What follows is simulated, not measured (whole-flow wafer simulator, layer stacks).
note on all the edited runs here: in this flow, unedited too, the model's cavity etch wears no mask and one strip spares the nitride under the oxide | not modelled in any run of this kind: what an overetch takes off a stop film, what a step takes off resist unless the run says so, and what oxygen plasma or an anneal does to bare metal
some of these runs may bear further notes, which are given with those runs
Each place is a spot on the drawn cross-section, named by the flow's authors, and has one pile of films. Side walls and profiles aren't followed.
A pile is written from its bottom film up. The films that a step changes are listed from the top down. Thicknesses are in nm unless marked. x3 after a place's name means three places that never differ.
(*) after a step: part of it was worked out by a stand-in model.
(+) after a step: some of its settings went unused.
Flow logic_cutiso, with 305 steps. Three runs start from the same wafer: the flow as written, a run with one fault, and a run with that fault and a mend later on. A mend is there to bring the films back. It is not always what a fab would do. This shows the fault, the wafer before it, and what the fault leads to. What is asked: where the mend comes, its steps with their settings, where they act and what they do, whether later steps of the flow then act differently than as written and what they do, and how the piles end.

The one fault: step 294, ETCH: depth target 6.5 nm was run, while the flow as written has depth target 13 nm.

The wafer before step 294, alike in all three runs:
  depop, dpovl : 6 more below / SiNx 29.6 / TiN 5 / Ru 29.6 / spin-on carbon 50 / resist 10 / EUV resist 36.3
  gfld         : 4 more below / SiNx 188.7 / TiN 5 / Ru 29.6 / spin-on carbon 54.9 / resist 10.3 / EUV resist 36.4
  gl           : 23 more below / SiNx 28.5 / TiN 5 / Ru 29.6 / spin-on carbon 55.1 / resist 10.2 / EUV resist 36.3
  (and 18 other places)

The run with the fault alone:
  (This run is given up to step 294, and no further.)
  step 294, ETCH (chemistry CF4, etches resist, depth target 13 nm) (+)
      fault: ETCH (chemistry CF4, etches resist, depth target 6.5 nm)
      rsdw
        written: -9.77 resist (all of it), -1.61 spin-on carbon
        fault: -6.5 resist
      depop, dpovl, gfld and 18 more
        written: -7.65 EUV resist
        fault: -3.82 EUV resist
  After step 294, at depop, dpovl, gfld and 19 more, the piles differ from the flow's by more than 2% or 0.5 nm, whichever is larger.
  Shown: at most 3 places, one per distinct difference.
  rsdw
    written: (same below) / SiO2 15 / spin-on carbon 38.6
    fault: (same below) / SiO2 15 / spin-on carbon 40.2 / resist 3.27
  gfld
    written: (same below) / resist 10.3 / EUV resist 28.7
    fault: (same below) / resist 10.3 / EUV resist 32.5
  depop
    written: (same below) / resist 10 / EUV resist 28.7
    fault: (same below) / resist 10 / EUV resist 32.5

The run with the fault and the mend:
  After step 294 comes the mend.
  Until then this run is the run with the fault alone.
  step 294a, ETCH (chemistry CF4, etches resist, depth target 6.5 nm) (*) (+) (the flow's step 294 again, with other settings)
      depop, dpovl, gfld and 18 more
        -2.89 EUV resist
      rsdw
        -3.27 resist (all of it), -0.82 spin-on carbon
  Steps further on in the flow that do not act as written (not shown: 2 more steps that differ only slightly, by at most 2% or 0.5 nm, whichever is larger):
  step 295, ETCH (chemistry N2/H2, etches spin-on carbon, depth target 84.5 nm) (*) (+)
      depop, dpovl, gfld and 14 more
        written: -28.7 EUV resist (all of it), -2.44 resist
        mend: -29.6 EUV resist (all of it), -2.48 resist
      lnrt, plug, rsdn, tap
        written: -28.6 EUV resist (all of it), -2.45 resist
        mend: -29.6 EUV resist (all of it), -2.48 resist
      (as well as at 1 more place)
  By the end, the piles equal the flow's at every place that both follow.
